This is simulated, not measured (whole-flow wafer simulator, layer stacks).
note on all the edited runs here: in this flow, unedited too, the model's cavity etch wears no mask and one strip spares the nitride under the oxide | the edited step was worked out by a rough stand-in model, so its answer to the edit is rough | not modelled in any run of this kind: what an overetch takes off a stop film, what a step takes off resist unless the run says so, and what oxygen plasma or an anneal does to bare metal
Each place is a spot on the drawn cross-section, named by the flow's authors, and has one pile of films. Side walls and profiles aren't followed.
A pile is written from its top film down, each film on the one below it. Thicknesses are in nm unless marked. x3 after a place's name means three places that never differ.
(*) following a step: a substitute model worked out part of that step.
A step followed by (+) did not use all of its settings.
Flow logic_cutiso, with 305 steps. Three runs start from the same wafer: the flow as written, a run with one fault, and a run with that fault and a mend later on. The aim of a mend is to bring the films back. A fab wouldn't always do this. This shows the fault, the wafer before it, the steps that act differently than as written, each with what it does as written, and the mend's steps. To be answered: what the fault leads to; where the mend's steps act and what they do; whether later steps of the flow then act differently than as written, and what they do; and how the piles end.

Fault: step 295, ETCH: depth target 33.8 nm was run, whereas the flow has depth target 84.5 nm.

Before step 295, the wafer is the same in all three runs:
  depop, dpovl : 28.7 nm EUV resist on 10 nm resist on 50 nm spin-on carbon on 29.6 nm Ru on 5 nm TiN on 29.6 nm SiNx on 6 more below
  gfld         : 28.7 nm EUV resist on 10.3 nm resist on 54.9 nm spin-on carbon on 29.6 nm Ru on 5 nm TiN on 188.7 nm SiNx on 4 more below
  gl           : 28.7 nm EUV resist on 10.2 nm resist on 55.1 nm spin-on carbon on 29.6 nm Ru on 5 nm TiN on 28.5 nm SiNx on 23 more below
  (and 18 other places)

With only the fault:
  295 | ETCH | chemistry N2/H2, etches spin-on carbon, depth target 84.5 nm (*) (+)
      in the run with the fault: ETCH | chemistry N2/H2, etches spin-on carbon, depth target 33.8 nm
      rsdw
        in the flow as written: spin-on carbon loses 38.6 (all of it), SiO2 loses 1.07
        in the run with the fault: spin-on carbon loses 33.8
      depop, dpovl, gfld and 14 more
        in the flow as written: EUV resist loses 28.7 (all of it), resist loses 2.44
        in the run with the fault: EUV resist loses 28.7 (all of it), resist loses 0.84
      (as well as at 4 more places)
  Later steps of the flow acting differently than as written (2 other steps are not shown; they differ only slightly, by no more than 2% or 0.5 nm, whichever is larger):
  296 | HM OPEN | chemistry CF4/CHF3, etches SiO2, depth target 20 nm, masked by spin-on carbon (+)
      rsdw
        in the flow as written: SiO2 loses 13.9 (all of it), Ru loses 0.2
        in the run with the fault: spin-on carbon loses 4.79 (all of it), SiO2 loses 5.15
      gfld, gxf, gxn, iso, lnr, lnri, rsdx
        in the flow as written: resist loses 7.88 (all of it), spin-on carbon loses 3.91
        in the run with the fault: resist loses 9.49 (all of it), spin-on carbon loses 3.39
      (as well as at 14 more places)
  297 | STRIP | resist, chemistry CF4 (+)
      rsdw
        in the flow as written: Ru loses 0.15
        in the run with the fault: SiO2 loses 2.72
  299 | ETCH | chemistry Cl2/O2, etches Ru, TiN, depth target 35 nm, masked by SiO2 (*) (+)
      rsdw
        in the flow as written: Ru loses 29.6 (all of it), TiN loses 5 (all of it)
        in the run with the fault: SiO2 loses 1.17
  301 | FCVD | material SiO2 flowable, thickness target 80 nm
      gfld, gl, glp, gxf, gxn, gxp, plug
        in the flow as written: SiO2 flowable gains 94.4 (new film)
        in the run with the fault: SiO2 flowable gains 96.7 (new film)
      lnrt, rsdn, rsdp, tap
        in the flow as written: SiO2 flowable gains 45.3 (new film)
        in the run with the fault: SiO2 flowable gains 47.6 (new film)
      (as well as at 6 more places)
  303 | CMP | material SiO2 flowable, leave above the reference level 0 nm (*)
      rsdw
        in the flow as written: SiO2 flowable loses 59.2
        in the run with the fault: SiO2 flowable loses 55.5 (all of it), SiO2 loses 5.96 (all of it)
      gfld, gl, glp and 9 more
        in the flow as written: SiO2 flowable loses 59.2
        in the run with the fault: SiO2 flowable loses 61.4
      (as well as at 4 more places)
  By the end, the piles at rsdw depart from the flow's by more than 2% or 0.5 nm, whichever is larger.
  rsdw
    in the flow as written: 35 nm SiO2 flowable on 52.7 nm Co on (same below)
    in the run with the fault: 30 nm Ru on 5 nm TiN on 52.7 nm Co on (same below)

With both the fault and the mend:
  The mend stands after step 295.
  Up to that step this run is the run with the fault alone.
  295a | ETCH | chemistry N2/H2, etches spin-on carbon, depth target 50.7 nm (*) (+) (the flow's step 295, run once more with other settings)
      depop, dpovl, gfld and 18 more
        resist loses 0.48
      rsdw
        spin-on carbon loses 4.79 (all of it), SiO2 loses 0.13
  Later steps of the flow acting differently than as written (2 other steps are not shown; they differ only slightly, by no more than 2% or 0.5 nm, whichever is larger):
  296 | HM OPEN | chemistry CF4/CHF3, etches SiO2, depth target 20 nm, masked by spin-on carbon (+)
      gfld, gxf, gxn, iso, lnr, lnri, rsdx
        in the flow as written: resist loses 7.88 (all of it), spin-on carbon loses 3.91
        in the run with the mend: resist loses 9.01 (all of it), spin-on carbon loses 3.55
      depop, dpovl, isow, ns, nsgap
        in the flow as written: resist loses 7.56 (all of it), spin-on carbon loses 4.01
        in the run with the mend: resist loses 8.68 (all of it), spin-on carbon loses 3.65
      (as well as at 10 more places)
  By the end, the piles equal the flow's at every place that both follow.
